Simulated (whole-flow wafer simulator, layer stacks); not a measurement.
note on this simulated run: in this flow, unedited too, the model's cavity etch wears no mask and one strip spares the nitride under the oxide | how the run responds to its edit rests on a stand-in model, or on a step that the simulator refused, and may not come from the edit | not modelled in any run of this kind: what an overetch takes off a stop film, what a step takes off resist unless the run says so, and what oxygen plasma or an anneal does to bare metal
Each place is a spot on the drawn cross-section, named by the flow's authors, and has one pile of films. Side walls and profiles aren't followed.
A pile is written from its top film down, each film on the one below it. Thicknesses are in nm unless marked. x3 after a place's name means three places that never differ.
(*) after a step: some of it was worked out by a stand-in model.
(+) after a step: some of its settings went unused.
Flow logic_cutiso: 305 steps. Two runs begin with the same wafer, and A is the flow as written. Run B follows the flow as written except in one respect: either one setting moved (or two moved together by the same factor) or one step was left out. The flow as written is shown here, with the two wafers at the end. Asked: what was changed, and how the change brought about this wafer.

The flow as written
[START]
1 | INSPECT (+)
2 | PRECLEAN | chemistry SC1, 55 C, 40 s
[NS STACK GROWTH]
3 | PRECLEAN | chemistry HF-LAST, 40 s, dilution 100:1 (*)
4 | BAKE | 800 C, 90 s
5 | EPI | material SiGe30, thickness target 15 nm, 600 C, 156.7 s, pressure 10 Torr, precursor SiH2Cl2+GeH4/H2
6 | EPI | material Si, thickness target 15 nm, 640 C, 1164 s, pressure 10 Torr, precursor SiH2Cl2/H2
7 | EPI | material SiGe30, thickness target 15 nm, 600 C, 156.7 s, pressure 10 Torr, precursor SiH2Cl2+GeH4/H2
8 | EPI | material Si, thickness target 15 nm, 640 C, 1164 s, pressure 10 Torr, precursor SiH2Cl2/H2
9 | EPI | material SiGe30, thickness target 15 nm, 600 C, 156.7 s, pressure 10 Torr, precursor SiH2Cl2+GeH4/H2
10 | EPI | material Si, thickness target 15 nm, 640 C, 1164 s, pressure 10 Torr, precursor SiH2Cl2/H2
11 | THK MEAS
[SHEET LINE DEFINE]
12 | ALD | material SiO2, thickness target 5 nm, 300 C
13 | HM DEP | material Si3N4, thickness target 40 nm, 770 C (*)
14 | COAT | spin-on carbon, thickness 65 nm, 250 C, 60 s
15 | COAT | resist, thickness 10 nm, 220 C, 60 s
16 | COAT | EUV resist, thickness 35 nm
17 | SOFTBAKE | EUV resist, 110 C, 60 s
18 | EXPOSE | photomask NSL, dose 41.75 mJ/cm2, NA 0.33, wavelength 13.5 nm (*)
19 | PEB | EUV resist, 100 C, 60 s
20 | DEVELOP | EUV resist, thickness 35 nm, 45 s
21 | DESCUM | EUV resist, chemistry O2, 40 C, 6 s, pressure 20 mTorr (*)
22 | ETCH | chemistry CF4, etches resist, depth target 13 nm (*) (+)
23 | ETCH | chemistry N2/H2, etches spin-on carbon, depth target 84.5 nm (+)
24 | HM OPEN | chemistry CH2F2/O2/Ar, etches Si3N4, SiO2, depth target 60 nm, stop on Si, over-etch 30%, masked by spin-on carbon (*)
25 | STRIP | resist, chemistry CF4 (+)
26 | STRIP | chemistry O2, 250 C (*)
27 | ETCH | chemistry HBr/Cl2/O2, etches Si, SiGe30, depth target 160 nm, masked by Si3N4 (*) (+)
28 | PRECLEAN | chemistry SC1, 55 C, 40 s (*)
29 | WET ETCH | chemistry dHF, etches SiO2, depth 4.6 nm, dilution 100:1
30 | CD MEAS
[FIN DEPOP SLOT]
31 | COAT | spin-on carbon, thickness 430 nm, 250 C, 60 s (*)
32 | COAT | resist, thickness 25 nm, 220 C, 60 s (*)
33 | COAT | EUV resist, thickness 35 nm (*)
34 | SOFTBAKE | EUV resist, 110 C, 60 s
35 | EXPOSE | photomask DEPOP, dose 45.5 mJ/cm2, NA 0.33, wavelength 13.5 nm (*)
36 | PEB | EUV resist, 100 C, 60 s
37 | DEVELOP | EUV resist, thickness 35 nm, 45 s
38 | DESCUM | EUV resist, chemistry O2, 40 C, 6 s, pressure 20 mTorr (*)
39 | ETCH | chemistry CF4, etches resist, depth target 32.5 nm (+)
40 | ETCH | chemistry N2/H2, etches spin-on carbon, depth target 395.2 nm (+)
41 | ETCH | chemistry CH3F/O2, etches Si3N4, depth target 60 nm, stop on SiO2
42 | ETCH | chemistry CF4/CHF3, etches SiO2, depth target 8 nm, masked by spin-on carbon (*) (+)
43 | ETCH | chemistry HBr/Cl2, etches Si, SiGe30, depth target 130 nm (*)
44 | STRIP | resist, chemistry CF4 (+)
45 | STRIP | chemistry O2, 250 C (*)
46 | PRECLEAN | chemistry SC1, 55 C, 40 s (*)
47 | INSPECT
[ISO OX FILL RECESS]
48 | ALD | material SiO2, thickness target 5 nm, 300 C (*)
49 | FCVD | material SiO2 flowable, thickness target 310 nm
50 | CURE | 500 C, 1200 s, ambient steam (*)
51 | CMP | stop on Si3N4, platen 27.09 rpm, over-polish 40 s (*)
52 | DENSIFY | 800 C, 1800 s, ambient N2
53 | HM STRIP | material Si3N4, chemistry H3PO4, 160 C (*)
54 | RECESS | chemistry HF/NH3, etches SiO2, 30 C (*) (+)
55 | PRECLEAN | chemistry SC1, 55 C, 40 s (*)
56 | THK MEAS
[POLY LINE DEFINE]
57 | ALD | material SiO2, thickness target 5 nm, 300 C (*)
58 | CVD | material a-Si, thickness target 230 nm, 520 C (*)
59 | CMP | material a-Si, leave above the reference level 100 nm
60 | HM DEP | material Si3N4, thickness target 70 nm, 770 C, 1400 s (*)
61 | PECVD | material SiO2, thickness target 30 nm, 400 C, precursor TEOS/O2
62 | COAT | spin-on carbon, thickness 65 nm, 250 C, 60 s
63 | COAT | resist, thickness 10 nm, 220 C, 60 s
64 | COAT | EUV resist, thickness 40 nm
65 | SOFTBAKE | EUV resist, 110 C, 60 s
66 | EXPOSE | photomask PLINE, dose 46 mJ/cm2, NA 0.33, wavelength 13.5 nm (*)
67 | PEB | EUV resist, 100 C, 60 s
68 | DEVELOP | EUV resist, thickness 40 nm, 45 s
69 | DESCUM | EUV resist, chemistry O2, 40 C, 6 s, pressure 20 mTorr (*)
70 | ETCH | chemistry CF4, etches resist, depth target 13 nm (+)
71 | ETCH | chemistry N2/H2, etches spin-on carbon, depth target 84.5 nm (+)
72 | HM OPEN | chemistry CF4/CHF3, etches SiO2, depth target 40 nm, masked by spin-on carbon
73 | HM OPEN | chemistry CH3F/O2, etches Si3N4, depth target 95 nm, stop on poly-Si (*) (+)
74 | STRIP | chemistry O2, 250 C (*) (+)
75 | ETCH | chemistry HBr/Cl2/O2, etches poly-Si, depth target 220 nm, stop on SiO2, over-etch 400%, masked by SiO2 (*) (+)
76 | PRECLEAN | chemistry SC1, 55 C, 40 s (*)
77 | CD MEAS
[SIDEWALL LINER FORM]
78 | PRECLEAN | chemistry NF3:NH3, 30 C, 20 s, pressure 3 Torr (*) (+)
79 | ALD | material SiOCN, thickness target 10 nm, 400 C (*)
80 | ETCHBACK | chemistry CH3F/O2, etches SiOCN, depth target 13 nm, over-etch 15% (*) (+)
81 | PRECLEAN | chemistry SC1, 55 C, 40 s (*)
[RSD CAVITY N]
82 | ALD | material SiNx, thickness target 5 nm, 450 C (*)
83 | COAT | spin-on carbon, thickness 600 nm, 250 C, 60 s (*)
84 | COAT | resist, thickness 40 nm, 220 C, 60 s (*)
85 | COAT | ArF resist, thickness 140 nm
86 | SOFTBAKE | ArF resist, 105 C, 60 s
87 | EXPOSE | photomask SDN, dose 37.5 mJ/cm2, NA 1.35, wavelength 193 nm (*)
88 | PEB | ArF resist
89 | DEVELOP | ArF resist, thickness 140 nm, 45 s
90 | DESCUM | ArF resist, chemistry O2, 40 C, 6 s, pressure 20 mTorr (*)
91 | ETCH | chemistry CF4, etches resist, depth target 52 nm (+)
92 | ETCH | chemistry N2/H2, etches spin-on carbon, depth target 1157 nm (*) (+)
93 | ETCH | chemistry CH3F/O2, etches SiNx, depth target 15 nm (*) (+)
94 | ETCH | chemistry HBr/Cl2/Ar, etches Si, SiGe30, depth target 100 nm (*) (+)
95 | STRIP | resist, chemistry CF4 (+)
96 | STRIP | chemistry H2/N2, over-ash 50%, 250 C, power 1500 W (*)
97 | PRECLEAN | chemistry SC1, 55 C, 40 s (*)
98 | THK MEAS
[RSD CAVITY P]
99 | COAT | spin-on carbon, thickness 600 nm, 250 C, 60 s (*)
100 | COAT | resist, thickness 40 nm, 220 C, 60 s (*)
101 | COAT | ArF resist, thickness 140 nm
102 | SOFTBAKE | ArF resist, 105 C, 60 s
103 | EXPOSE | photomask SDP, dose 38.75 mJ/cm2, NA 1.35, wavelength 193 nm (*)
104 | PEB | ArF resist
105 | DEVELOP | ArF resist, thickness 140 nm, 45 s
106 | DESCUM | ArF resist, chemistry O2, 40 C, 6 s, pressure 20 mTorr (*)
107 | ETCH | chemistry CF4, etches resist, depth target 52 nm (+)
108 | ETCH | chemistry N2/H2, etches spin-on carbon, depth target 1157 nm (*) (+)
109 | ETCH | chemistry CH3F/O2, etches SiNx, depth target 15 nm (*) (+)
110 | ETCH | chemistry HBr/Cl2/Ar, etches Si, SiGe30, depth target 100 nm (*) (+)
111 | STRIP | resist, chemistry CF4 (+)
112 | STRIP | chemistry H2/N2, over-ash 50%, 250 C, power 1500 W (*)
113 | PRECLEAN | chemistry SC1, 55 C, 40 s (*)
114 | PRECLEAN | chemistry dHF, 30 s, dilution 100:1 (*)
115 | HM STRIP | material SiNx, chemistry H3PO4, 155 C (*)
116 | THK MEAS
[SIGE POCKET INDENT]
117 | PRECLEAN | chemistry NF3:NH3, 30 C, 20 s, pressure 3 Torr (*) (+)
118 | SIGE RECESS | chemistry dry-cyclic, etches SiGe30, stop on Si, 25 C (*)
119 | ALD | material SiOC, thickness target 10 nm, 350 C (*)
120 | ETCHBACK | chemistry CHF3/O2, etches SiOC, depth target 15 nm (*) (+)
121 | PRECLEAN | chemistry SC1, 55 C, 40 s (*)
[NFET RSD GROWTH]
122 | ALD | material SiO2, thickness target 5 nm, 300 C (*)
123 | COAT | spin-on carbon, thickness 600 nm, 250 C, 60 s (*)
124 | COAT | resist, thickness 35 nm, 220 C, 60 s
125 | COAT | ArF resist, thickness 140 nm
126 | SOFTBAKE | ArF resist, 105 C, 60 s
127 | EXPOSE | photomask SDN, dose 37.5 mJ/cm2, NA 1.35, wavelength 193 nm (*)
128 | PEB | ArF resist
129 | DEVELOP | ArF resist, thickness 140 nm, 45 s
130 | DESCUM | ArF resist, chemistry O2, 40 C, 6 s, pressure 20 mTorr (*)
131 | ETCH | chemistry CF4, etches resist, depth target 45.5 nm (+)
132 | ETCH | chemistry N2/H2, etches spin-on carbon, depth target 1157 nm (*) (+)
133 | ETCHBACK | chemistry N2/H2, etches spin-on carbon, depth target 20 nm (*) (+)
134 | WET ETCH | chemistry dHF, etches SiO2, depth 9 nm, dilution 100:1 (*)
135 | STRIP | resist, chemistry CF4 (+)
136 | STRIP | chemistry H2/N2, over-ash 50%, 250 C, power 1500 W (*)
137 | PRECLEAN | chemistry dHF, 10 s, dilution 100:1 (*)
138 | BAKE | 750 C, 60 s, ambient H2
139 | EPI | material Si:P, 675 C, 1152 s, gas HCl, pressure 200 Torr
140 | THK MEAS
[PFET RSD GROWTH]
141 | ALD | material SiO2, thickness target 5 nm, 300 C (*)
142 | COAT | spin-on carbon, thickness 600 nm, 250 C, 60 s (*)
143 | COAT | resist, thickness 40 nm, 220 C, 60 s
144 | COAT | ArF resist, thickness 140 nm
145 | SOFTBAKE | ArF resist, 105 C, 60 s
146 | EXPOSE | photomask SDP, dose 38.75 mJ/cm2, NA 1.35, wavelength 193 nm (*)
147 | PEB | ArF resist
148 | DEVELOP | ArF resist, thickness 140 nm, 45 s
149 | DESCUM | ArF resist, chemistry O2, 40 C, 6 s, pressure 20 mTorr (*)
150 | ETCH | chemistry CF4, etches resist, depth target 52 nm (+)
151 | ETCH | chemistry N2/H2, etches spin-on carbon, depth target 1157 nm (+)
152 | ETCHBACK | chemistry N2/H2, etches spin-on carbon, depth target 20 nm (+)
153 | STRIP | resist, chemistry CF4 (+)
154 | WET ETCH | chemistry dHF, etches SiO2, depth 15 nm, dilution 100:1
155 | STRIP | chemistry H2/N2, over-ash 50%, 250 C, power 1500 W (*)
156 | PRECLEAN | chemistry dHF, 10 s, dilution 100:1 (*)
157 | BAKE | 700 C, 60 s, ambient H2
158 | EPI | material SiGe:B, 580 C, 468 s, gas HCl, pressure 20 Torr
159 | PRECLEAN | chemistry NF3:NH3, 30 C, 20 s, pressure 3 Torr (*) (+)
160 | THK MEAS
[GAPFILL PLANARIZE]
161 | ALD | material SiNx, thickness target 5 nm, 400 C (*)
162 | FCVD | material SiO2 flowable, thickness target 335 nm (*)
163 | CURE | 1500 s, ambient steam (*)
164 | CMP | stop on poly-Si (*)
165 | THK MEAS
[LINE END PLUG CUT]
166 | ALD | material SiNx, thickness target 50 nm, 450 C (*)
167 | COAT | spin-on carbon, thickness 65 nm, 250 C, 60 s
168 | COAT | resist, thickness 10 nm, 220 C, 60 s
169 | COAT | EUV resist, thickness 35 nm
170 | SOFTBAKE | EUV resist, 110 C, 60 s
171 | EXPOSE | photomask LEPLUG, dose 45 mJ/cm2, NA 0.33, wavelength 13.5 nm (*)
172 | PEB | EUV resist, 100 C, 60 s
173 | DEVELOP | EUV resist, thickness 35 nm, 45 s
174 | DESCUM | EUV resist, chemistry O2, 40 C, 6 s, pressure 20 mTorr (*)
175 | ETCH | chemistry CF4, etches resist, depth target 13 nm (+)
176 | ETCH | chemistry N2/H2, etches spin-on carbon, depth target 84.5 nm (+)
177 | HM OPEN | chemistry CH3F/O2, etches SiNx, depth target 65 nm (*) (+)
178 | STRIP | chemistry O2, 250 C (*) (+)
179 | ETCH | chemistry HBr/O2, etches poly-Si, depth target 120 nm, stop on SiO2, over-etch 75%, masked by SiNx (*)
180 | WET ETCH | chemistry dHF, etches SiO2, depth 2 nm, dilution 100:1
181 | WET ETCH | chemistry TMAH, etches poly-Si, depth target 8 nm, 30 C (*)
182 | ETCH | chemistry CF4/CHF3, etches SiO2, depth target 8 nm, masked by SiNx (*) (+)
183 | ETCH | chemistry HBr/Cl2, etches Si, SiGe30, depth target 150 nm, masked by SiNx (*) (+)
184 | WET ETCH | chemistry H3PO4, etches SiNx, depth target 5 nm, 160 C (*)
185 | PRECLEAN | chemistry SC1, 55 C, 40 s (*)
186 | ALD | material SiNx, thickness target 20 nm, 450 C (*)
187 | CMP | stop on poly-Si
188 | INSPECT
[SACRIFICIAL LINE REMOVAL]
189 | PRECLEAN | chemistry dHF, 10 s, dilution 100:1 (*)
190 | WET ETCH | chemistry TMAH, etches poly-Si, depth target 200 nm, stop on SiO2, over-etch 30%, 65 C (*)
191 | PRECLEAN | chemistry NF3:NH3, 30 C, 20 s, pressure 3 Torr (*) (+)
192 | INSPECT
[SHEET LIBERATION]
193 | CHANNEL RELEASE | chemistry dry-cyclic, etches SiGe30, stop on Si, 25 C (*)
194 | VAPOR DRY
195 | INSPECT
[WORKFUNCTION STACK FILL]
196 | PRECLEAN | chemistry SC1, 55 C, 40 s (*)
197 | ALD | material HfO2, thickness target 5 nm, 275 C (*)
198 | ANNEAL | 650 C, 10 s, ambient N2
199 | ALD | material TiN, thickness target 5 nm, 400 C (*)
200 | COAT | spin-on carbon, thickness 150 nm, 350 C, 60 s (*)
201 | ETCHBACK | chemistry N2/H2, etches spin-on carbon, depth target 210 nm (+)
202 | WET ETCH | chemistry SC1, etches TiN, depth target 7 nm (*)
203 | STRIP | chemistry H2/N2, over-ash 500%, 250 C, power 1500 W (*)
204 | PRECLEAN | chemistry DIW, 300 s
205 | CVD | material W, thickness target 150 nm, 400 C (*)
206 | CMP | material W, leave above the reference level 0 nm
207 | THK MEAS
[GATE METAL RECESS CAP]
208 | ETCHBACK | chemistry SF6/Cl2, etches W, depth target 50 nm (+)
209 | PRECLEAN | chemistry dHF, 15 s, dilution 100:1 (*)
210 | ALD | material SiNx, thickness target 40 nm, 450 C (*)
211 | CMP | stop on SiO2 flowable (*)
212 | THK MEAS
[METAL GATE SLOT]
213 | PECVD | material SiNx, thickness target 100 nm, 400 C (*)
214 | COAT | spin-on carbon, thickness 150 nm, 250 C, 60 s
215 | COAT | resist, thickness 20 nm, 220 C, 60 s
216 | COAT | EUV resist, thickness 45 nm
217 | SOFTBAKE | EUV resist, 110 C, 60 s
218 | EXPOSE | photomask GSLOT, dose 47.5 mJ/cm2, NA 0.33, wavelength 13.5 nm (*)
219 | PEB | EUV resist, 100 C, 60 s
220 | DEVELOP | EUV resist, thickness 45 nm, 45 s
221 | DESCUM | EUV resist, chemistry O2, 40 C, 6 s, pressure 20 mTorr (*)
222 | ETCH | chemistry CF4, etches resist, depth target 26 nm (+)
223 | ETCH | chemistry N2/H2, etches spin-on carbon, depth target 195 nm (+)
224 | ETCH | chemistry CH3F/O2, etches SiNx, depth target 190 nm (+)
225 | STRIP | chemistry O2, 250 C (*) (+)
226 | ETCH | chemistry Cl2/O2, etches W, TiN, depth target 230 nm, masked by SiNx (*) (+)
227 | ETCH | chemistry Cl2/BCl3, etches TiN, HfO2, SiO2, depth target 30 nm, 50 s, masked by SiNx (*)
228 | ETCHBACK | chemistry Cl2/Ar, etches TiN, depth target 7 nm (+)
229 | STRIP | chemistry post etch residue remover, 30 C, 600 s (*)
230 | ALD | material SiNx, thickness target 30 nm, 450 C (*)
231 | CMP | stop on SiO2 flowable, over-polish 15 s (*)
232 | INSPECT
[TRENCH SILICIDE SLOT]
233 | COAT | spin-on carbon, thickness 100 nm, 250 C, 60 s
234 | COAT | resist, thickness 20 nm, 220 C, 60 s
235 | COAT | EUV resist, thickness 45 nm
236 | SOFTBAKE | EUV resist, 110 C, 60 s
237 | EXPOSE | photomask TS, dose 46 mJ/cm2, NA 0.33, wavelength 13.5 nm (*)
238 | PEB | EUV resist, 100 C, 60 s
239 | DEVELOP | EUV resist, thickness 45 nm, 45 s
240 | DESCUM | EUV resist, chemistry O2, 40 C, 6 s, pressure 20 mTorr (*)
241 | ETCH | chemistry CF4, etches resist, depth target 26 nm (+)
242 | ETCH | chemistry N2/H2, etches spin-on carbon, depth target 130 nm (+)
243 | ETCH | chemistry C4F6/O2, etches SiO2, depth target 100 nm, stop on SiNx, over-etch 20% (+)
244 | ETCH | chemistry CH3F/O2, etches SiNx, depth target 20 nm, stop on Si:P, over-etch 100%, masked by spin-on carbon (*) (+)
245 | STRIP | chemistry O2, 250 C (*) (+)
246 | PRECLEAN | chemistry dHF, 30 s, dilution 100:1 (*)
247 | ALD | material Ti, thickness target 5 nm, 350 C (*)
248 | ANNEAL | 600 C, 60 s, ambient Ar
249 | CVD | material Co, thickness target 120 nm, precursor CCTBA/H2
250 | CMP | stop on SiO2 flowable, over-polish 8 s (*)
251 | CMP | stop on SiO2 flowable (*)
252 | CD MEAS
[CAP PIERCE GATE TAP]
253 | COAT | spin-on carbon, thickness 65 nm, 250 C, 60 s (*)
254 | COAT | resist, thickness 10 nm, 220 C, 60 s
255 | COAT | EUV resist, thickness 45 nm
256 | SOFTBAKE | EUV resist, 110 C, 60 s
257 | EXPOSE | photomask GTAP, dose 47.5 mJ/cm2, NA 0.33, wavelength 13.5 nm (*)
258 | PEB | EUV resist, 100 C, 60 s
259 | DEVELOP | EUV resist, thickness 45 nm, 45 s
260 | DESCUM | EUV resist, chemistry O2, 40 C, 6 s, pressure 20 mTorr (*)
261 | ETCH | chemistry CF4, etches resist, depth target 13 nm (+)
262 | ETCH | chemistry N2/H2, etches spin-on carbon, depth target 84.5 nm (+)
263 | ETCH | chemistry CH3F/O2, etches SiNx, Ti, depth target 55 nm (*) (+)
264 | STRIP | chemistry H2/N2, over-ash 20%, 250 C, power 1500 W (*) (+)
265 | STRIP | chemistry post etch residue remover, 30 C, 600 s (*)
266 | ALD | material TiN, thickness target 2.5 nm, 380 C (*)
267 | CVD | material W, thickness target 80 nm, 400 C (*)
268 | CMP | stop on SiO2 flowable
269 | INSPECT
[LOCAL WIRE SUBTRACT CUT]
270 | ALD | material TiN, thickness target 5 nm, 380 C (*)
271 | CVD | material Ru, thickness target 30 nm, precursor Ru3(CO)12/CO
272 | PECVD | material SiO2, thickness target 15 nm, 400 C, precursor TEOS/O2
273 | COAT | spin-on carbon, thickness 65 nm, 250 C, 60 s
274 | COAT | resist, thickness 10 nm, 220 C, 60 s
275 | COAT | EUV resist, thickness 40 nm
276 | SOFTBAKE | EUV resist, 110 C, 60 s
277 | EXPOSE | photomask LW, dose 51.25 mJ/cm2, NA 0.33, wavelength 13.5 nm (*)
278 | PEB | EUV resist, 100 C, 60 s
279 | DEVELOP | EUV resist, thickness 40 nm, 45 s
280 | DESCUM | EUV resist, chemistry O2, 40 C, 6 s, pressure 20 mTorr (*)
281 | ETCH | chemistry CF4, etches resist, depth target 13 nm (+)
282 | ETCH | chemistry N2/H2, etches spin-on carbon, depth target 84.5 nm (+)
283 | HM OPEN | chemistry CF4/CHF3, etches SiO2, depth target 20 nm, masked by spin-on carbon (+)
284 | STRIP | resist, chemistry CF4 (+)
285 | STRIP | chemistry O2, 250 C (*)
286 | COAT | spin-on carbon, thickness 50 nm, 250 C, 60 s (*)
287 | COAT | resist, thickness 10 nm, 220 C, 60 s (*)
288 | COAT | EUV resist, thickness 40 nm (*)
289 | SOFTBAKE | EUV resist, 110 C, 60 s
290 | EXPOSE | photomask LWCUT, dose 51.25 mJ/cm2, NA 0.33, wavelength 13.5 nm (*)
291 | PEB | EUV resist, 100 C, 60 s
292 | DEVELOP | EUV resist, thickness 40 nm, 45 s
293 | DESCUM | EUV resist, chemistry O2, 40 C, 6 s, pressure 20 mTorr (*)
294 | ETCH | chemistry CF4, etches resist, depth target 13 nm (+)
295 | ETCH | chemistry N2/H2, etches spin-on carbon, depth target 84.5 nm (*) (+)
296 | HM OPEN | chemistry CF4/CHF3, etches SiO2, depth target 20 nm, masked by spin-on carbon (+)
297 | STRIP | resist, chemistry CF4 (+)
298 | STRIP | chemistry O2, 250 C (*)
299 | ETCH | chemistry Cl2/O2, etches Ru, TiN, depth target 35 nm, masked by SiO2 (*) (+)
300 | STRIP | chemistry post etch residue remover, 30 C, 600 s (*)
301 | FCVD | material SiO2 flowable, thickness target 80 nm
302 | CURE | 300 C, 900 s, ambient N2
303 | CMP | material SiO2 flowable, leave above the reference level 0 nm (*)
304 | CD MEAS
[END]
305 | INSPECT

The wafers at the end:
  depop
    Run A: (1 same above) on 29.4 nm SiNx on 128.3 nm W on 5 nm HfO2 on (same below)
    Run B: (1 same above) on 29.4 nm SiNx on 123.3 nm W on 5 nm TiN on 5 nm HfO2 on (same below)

Cause: step 201, ETCHBACK: depth target 178.5 nm was run, while the flow as written has depth target 210 nm.

Step by step, how the change led to this:
  201 | ETCHBACK | chemistry N2/H2, etches spin-on carbon, depth target 210 nm (+)
      depop: A -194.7 spin-on carbon (all of it) | B -178.5 spin-on carbon
      dpovl: A -194.8 spin-on carbon (all of it) | B -178.5 spin-on carbon
      (as well as at 9 more places)
  202 | WET ETCH | chemistry SC1, etches TiN, depth target 7 nm (*)
      depop, dpovl, isow, nsgap: A -5 TiN (all of it) | B -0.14 spin-on carbon
  203 | STRIP | chemistry H2/N2, over-ash 500%, 250 C, power 1500 W (*)
      depop, dpovl: A nothing | B -16.1 spin-on carbon (all of it)
      isow: A nothing | B -16.8 spin-on carbon (all of it)
      (as well as at 8 more places)
